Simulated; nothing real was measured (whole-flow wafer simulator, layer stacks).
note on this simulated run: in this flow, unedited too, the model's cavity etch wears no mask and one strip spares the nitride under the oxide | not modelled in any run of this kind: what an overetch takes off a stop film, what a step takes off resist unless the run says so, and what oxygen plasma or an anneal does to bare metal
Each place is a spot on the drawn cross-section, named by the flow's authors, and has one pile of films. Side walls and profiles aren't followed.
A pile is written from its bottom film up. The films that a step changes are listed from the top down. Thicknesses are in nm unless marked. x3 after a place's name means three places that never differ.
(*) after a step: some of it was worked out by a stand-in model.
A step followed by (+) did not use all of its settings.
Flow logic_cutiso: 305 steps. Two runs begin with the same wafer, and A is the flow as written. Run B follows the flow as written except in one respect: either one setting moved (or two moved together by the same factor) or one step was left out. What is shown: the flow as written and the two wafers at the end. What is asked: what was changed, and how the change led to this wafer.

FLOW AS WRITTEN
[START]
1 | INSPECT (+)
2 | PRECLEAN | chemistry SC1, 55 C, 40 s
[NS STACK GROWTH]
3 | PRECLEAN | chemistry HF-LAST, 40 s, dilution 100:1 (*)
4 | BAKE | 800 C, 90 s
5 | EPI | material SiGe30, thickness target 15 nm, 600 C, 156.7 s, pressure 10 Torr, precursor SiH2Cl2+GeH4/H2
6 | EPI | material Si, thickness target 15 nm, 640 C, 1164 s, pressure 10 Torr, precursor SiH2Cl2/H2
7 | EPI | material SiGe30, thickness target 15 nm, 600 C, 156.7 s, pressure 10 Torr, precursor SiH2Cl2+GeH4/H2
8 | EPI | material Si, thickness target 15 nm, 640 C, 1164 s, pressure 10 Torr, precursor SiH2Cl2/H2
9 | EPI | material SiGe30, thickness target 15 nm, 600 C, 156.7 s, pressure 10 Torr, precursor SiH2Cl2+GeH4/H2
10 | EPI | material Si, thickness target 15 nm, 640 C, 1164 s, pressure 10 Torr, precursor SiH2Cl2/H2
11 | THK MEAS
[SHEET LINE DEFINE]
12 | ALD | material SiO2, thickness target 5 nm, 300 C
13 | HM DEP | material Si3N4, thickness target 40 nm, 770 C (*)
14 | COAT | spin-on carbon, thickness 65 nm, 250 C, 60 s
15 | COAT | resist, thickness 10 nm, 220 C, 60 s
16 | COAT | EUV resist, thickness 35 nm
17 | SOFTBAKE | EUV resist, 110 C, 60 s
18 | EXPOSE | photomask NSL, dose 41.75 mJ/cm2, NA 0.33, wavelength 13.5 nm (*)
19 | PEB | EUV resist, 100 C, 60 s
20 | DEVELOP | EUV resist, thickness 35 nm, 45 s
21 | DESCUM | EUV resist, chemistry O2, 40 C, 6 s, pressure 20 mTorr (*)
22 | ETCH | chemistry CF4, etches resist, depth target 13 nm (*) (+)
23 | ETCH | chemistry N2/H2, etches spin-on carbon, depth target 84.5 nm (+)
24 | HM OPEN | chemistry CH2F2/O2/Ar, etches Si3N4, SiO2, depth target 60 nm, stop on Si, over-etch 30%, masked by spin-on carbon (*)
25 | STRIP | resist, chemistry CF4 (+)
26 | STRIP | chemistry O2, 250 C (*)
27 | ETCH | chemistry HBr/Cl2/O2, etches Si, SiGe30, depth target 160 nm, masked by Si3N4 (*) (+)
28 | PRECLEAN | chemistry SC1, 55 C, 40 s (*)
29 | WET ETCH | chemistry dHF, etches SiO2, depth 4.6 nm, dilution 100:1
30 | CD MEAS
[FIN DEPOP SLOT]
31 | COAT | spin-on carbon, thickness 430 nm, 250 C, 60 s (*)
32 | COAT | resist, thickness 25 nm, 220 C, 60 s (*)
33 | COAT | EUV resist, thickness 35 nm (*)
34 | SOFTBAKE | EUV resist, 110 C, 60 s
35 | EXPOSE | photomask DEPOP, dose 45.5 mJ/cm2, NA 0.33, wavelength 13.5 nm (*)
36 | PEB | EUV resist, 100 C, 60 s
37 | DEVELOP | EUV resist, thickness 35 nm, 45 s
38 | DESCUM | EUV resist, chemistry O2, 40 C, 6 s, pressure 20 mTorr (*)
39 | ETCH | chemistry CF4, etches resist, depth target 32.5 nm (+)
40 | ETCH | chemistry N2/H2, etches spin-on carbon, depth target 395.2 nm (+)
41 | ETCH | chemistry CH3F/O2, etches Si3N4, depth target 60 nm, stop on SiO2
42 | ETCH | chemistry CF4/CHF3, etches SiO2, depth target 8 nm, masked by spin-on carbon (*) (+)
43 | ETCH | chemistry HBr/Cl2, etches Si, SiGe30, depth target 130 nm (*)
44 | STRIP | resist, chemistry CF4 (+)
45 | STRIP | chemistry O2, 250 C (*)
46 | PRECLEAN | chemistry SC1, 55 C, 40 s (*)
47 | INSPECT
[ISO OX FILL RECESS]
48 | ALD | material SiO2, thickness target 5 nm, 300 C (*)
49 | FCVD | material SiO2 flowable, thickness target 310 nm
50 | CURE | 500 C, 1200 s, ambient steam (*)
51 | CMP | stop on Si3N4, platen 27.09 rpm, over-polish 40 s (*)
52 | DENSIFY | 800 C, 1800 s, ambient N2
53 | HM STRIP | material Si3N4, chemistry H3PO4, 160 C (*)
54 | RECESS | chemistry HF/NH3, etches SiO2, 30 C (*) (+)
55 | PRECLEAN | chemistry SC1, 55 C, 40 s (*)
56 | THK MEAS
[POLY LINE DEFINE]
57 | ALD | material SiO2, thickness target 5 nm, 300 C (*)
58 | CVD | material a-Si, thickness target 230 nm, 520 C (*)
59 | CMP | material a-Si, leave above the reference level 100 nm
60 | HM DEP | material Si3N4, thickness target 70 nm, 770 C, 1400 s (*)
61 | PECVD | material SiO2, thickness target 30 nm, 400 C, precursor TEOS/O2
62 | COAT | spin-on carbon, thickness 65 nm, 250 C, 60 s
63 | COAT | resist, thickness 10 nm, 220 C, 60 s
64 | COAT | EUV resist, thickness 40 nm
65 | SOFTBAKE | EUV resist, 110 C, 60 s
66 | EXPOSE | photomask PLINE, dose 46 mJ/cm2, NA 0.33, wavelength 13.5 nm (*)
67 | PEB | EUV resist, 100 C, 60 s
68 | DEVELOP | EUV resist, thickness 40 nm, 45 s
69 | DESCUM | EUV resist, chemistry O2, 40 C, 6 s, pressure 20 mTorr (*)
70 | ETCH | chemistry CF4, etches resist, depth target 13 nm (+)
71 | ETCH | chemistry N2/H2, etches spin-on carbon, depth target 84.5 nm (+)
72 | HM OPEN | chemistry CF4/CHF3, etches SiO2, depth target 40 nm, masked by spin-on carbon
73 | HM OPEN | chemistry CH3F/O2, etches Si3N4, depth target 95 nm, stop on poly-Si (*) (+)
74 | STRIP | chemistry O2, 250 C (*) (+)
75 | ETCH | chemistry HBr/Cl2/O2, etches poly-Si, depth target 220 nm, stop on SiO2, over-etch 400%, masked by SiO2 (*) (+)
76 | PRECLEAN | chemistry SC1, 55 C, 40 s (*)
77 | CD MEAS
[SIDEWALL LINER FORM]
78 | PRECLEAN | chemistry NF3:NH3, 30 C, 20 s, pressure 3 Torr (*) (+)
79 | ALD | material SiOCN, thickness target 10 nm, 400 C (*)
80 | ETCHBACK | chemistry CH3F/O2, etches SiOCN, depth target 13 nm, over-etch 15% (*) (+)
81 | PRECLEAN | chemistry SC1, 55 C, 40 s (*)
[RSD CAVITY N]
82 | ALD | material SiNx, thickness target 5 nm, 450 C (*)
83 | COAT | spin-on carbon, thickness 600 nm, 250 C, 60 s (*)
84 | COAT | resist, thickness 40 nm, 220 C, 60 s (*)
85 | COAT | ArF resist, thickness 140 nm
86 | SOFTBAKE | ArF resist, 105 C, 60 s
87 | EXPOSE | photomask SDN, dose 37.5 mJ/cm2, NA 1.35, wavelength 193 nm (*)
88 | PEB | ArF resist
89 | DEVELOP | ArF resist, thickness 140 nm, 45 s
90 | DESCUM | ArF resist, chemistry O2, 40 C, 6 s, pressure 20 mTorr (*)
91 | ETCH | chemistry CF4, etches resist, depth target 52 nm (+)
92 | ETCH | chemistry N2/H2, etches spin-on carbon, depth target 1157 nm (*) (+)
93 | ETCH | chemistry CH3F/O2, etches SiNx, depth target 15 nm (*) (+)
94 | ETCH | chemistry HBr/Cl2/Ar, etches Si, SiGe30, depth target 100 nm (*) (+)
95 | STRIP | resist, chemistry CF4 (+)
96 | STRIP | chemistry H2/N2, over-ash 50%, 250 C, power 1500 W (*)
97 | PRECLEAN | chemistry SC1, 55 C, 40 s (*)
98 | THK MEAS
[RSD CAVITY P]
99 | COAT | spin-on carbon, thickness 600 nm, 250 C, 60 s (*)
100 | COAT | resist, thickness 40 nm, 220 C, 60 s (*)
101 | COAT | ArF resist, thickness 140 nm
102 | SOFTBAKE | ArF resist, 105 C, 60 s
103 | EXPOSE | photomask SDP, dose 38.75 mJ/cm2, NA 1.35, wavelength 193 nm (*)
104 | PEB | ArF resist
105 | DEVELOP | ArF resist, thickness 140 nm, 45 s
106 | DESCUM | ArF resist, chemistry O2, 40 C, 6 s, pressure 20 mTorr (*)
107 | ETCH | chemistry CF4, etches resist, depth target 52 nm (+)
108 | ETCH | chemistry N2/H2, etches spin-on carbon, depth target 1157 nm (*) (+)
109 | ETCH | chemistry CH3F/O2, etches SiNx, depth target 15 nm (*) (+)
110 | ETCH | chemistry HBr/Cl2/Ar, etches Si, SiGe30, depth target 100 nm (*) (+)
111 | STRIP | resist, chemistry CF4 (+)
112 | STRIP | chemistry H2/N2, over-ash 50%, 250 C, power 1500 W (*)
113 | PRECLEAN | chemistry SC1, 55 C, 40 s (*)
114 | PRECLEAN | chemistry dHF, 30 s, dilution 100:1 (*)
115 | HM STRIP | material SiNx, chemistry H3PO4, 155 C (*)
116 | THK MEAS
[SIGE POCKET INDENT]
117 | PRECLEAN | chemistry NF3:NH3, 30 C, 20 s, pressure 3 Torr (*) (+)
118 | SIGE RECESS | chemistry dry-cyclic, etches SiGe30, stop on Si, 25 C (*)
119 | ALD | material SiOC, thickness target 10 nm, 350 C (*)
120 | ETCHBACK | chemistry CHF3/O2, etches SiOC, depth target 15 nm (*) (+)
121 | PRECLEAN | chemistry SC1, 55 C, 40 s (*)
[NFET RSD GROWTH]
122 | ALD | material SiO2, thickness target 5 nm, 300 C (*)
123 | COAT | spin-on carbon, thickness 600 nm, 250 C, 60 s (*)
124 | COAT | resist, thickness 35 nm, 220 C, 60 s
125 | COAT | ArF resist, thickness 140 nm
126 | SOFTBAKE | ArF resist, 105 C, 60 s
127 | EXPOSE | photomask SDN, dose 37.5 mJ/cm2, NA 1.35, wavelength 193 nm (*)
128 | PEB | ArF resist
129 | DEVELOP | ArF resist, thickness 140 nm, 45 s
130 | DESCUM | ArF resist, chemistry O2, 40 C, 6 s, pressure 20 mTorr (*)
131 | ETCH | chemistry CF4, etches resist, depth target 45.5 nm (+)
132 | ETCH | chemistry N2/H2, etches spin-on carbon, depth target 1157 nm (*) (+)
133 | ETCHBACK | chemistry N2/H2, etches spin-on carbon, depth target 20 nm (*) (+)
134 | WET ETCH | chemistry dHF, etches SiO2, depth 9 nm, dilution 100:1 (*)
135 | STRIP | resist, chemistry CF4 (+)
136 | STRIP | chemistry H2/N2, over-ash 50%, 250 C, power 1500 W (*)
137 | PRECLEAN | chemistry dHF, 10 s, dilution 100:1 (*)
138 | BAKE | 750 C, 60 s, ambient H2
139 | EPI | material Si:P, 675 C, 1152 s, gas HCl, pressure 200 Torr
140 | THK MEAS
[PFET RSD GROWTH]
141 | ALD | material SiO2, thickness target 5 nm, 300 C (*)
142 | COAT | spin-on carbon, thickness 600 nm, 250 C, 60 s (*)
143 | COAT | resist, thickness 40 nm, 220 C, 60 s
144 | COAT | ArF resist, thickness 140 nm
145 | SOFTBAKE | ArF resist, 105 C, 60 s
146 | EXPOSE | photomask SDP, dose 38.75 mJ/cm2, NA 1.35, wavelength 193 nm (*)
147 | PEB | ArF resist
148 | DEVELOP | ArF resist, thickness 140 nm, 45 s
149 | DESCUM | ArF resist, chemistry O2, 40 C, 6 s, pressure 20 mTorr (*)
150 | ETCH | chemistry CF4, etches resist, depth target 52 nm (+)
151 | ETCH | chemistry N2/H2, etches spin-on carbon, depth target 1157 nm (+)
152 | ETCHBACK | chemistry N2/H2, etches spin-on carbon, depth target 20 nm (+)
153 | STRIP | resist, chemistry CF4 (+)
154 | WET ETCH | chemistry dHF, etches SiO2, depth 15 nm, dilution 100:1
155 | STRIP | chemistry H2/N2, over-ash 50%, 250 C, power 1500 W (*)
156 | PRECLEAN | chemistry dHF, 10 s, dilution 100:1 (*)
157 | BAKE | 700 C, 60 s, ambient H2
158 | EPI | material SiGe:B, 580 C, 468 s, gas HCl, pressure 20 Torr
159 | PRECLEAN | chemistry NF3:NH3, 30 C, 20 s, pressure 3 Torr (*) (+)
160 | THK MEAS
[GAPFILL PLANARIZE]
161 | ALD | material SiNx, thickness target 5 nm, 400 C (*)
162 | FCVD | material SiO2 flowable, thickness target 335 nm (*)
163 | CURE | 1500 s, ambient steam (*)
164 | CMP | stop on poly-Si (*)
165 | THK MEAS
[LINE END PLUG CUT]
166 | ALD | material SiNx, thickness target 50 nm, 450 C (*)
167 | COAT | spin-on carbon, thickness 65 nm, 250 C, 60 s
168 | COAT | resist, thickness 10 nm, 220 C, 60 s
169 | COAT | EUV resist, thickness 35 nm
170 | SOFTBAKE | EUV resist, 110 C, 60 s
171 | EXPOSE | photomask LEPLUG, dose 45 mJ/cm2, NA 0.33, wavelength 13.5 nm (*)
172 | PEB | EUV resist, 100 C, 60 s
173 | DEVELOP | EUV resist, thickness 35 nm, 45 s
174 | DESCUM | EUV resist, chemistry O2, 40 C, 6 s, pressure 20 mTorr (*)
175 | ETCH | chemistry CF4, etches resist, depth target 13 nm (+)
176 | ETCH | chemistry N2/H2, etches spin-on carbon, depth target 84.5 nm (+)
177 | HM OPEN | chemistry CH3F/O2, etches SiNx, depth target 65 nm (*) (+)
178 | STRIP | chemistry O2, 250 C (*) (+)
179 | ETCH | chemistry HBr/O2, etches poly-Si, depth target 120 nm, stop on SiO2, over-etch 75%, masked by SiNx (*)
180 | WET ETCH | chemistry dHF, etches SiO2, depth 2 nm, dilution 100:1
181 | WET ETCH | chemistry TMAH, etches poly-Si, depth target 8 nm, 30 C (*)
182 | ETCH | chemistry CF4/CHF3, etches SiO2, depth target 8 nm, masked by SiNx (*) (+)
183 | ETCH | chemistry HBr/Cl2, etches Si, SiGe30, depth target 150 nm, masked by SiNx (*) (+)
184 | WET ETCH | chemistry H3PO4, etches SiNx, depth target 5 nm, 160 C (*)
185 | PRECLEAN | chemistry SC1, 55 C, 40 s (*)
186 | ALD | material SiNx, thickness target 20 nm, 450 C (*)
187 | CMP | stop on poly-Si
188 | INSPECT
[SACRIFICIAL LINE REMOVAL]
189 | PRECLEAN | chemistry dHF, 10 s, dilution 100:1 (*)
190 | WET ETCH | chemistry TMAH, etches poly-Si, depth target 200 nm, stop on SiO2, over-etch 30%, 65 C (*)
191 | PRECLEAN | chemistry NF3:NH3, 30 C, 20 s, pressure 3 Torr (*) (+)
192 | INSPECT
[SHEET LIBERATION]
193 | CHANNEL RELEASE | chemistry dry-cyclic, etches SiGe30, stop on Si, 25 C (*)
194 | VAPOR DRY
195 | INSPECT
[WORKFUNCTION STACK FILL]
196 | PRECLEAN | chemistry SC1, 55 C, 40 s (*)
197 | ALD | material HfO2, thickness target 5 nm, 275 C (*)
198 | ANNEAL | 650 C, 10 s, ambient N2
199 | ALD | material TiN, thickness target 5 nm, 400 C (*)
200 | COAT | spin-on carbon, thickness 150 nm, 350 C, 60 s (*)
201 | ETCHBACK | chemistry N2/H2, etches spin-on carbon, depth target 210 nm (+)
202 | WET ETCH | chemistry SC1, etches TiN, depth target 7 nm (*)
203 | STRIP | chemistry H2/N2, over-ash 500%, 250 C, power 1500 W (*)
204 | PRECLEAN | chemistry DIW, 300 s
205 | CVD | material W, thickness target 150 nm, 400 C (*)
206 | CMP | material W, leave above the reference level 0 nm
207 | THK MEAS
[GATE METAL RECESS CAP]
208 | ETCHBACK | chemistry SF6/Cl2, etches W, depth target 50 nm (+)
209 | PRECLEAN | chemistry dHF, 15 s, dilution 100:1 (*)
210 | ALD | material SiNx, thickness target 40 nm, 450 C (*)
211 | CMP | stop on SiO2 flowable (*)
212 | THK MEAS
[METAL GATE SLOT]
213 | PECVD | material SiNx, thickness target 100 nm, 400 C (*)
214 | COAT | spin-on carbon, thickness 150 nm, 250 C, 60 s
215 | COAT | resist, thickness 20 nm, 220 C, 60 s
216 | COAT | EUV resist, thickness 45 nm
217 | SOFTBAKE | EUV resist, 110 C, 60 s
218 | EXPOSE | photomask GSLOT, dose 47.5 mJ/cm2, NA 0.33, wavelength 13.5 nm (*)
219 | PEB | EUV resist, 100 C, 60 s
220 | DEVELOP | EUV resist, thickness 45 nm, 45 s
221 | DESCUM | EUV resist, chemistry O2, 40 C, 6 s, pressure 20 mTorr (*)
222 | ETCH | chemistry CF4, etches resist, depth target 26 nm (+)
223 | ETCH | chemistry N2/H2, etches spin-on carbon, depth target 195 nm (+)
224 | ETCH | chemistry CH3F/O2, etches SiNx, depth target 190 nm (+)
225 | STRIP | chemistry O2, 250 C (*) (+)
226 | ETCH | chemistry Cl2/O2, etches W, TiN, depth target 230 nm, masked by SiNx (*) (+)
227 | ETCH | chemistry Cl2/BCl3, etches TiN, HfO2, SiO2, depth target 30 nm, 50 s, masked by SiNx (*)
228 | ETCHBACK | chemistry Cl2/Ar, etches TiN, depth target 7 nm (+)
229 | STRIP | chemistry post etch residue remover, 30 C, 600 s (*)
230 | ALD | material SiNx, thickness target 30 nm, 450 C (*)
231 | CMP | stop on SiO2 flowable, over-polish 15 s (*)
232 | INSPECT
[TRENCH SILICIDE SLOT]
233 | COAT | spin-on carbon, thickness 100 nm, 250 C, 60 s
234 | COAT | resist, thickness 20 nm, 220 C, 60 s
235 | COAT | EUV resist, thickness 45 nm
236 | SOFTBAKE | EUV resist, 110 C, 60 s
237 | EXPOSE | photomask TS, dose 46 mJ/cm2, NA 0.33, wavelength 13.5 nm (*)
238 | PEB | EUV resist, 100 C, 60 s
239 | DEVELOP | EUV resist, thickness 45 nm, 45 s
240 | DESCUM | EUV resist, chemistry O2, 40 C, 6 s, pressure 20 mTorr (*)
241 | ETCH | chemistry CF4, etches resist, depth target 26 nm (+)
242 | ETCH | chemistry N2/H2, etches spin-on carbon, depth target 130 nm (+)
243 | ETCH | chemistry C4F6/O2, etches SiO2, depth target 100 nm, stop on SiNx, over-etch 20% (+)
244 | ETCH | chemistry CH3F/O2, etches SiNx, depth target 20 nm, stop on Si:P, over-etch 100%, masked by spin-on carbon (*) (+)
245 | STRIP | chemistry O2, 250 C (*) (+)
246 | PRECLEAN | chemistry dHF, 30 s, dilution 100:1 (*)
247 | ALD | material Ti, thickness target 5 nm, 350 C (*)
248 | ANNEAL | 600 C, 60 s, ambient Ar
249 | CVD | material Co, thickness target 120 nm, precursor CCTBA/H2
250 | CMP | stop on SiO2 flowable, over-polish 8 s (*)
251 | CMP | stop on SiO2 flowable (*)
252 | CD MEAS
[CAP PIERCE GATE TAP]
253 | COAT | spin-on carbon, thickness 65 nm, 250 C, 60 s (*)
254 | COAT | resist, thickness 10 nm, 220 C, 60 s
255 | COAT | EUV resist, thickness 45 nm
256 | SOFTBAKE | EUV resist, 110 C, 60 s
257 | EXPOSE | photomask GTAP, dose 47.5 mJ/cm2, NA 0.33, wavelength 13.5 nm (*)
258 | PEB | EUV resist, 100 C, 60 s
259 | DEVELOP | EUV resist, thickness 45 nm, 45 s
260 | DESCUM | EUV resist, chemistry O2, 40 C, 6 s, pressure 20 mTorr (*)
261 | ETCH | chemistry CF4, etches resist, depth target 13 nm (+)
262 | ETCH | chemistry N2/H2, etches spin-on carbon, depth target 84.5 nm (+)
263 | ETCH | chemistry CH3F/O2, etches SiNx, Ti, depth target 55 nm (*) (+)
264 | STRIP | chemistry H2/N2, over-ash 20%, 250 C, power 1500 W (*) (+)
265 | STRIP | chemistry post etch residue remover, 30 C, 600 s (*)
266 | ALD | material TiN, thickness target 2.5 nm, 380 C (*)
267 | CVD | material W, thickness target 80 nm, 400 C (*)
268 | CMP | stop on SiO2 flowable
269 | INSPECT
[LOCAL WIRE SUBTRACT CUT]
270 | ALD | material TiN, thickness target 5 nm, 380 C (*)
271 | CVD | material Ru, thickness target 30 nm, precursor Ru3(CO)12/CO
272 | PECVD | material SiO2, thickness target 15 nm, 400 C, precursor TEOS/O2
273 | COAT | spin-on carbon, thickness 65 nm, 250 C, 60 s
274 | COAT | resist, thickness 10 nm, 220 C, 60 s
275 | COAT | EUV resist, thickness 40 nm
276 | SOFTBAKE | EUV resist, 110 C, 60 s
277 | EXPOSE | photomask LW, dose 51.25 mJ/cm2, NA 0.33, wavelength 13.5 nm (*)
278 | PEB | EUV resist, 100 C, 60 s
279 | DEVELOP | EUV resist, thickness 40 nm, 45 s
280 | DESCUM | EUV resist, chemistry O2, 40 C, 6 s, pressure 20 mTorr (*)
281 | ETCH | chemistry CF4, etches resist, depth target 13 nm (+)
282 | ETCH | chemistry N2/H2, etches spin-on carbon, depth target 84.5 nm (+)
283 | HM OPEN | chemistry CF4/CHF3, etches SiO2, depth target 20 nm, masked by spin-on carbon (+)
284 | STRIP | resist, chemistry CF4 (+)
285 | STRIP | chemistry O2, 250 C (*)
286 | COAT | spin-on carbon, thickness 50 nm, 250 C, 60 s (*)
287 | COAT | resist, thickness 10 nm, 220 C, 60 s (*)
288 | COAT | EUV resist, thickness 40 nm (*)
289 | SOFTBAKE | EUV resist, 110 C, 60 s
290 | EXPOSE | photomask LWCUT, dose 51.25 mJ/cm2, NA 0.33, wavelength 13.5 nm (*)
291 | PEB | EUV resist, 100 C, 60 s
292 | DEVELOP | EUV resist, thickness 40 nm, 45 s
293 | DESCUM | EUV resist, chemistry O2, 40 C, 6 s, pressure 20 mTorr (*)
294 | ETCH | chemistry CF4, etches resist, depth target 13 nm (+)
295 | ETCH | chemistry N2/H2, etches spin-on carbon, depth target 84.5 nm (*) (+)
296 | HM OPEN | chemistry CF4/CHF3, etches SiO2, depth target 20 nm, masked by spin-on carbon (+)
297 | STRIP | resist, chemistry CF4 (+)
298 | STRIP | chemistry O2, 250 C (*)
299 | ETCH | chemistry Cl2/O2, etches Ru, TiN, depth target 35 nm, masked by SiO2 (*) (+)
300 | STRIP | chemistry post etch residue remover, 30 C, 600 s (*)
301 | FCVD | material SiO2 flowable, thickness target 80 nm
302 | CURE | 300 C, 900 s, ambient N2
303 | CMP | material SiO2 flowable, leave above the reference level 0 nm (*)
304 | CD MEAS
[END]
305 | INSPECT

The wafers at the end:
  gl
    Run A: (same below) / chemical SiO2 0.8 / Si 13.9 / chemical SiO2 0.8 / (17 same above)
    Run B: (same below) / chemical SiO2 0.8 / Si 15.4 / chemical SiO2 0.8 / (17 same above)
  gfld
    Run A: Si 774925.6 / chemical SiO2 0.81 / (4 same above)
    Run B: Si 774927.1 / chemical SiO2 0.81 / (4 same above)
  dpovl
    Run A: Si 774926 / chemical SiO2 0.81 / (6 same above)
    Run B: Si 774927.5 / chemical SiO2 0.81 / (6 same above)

The reason: step 6, EPI: 1281 s was run, though the flow has 1164 s.

The path from the change to this, step by step:
  6 | EPI | material Si, thickness target 15 nm, 640 C, 1164 s, pressure 10 Torr, precursor SiH2Cl2/H2
      depop, dpovl, gfld and 19 more: A Si gains 15 (new film) | B Si gains 16.5 (new film)
  27 | ETCH | chemistry HBr/Cl2/O2, etches Si, SiGe30, depth target 160 nm, masked by Si3N4 (*) (+)
      gfld, gxf, iso, lnri: A chemical SiO2 loses 0.79 (all of it), Si loses 11.4 (all of it), SiGe30 loses 15 (all of it), Si loses 15 (all of it), SiGe30 loses 15 (all of it), Si loses 15 (all of it), SiGe30 loses 15 (all of it), Si loses 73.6 | B chemical SiO2 loses 0.79 (all of it), Si loses 11.4 (all of it), SiGe30 loses 15 (all of it), Si loses 15 (all of it), SiGe30 loses 15 (all of it), Si loses 16.5 (all of it), SiGe30 loses 15 (all of it), Si loses 72.1
      dpovl, nsgap: A chemical SiO2 loses 0.79 (all of it), Si loses 11.8 (all of it), SiGe30 loses 15 (all of it), Si loses 15 (all of it), SiGe30 loses 15 (all of it), Si loses 15 (all of it), SiGe30 loses 15 (all of it), Si loses 73.2 | B chemical SiO2 loses 0.79 (all of it), Si loses 11.8 (all of it), SiGe30 loses 15 (all of it), Si loses 15 (all of it), SiGe30 loses 15 (all of it), Si loses 16.5 (all of it), SiGe30 loses 15 (all of it), Si loses 71.7
      (also at 1 further place)
  43 | ETCH | chemistry HBr/Cl2, etches Si, SiGe30, depth target 130 nm (*)
      depop: A Si loses 14 (all of it), SiGe30 loses 15 (all of it), Si loses 15 (all of it), SiGe30 loses 15 (all of it), Si loses 15 (all of it), SiGe30 loses 15 (all of it), Si loses 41 | B Si loses 14 (all of it), SiGe30 loses 15 (all of it), Si loses 15 (all of it), SiGe30 loses 15 (all of it), Si loses 16.5 (all of it), SiGe30 loses 15 (all of it), Si loses 39.5
  94 | ETCH | chemistry HBr/Cl2/Ar, etches Si, SiGe30, depth target 100 nm (*) (+)
      rsdn, rsdx: A chemical SiO2 loses 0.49 (all of it), Si loses 12.8 (all of it), SiGe30 loses 15 (all of it), Si loses 15 (all of it), SiGe30 loses 15 (all of it), Si loses 15 (all of it), SiGe30 loses 15 (all of it), Si loses 12.2 | B chemical SiO2 loses 0.49 (all of it), Si loses 12.8 (all of it), SiGe30 loses 15 (all of it), Si loses 15 (all of it), SiGe30 loses 15 (all of it), Si loses 16.5 (all of it), SiGe30 loses 15 (all of it), Si loses 10.7
  110 | ETCH | chemistry HBr/Cl2/Ar, etches Si, SiGe30, depth target 100 nm (*) (+)
      rsdp, rsdw: A chemical SiO2 loses 0.49 (all of it), Si loses 12.8 (all of it), SiGe30 loses 15 (all of it), Si loses 15 (all of it), SiGe30 loses 15 (all of it), Si loses 15 (all of it), SiGe30 loses 15 (all of it), Si loses 12.2 | B chemical SiO2 loses 0.49 (all of it), Si loses 12.8 (all of it), SiGe30 loses 15 (all of it), Si loses 15 (all of it), SiGe30 loses 15 (all of it), Si loses 16.5 (all of it), SiGe30 loses 15 (all of it), Si loses 10.7
  183 | ETCH | chemistry HBr/Cl2, etches Si, SiGe30, depth target 150 nm, masked by SiNx (*) (+)
      plug: A Si loses 13.6 (all of it), SiGe30 loses 15 (all of it), Si loses 15 (all of it), SiGe30 loses 15 (all of it), Si loses 15 (all of it), SiGe30 loses 15 (all of it), Si loses 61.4 | B Si loses 13.6 (all of it), SiGe30 loses 15 (all of it), Si loses 15 (all of it), SiGe30 loses 15 (all of it), Si loses 16.5 (all of it), SiGe30 loses 15 (all of it), Si loses 59.9
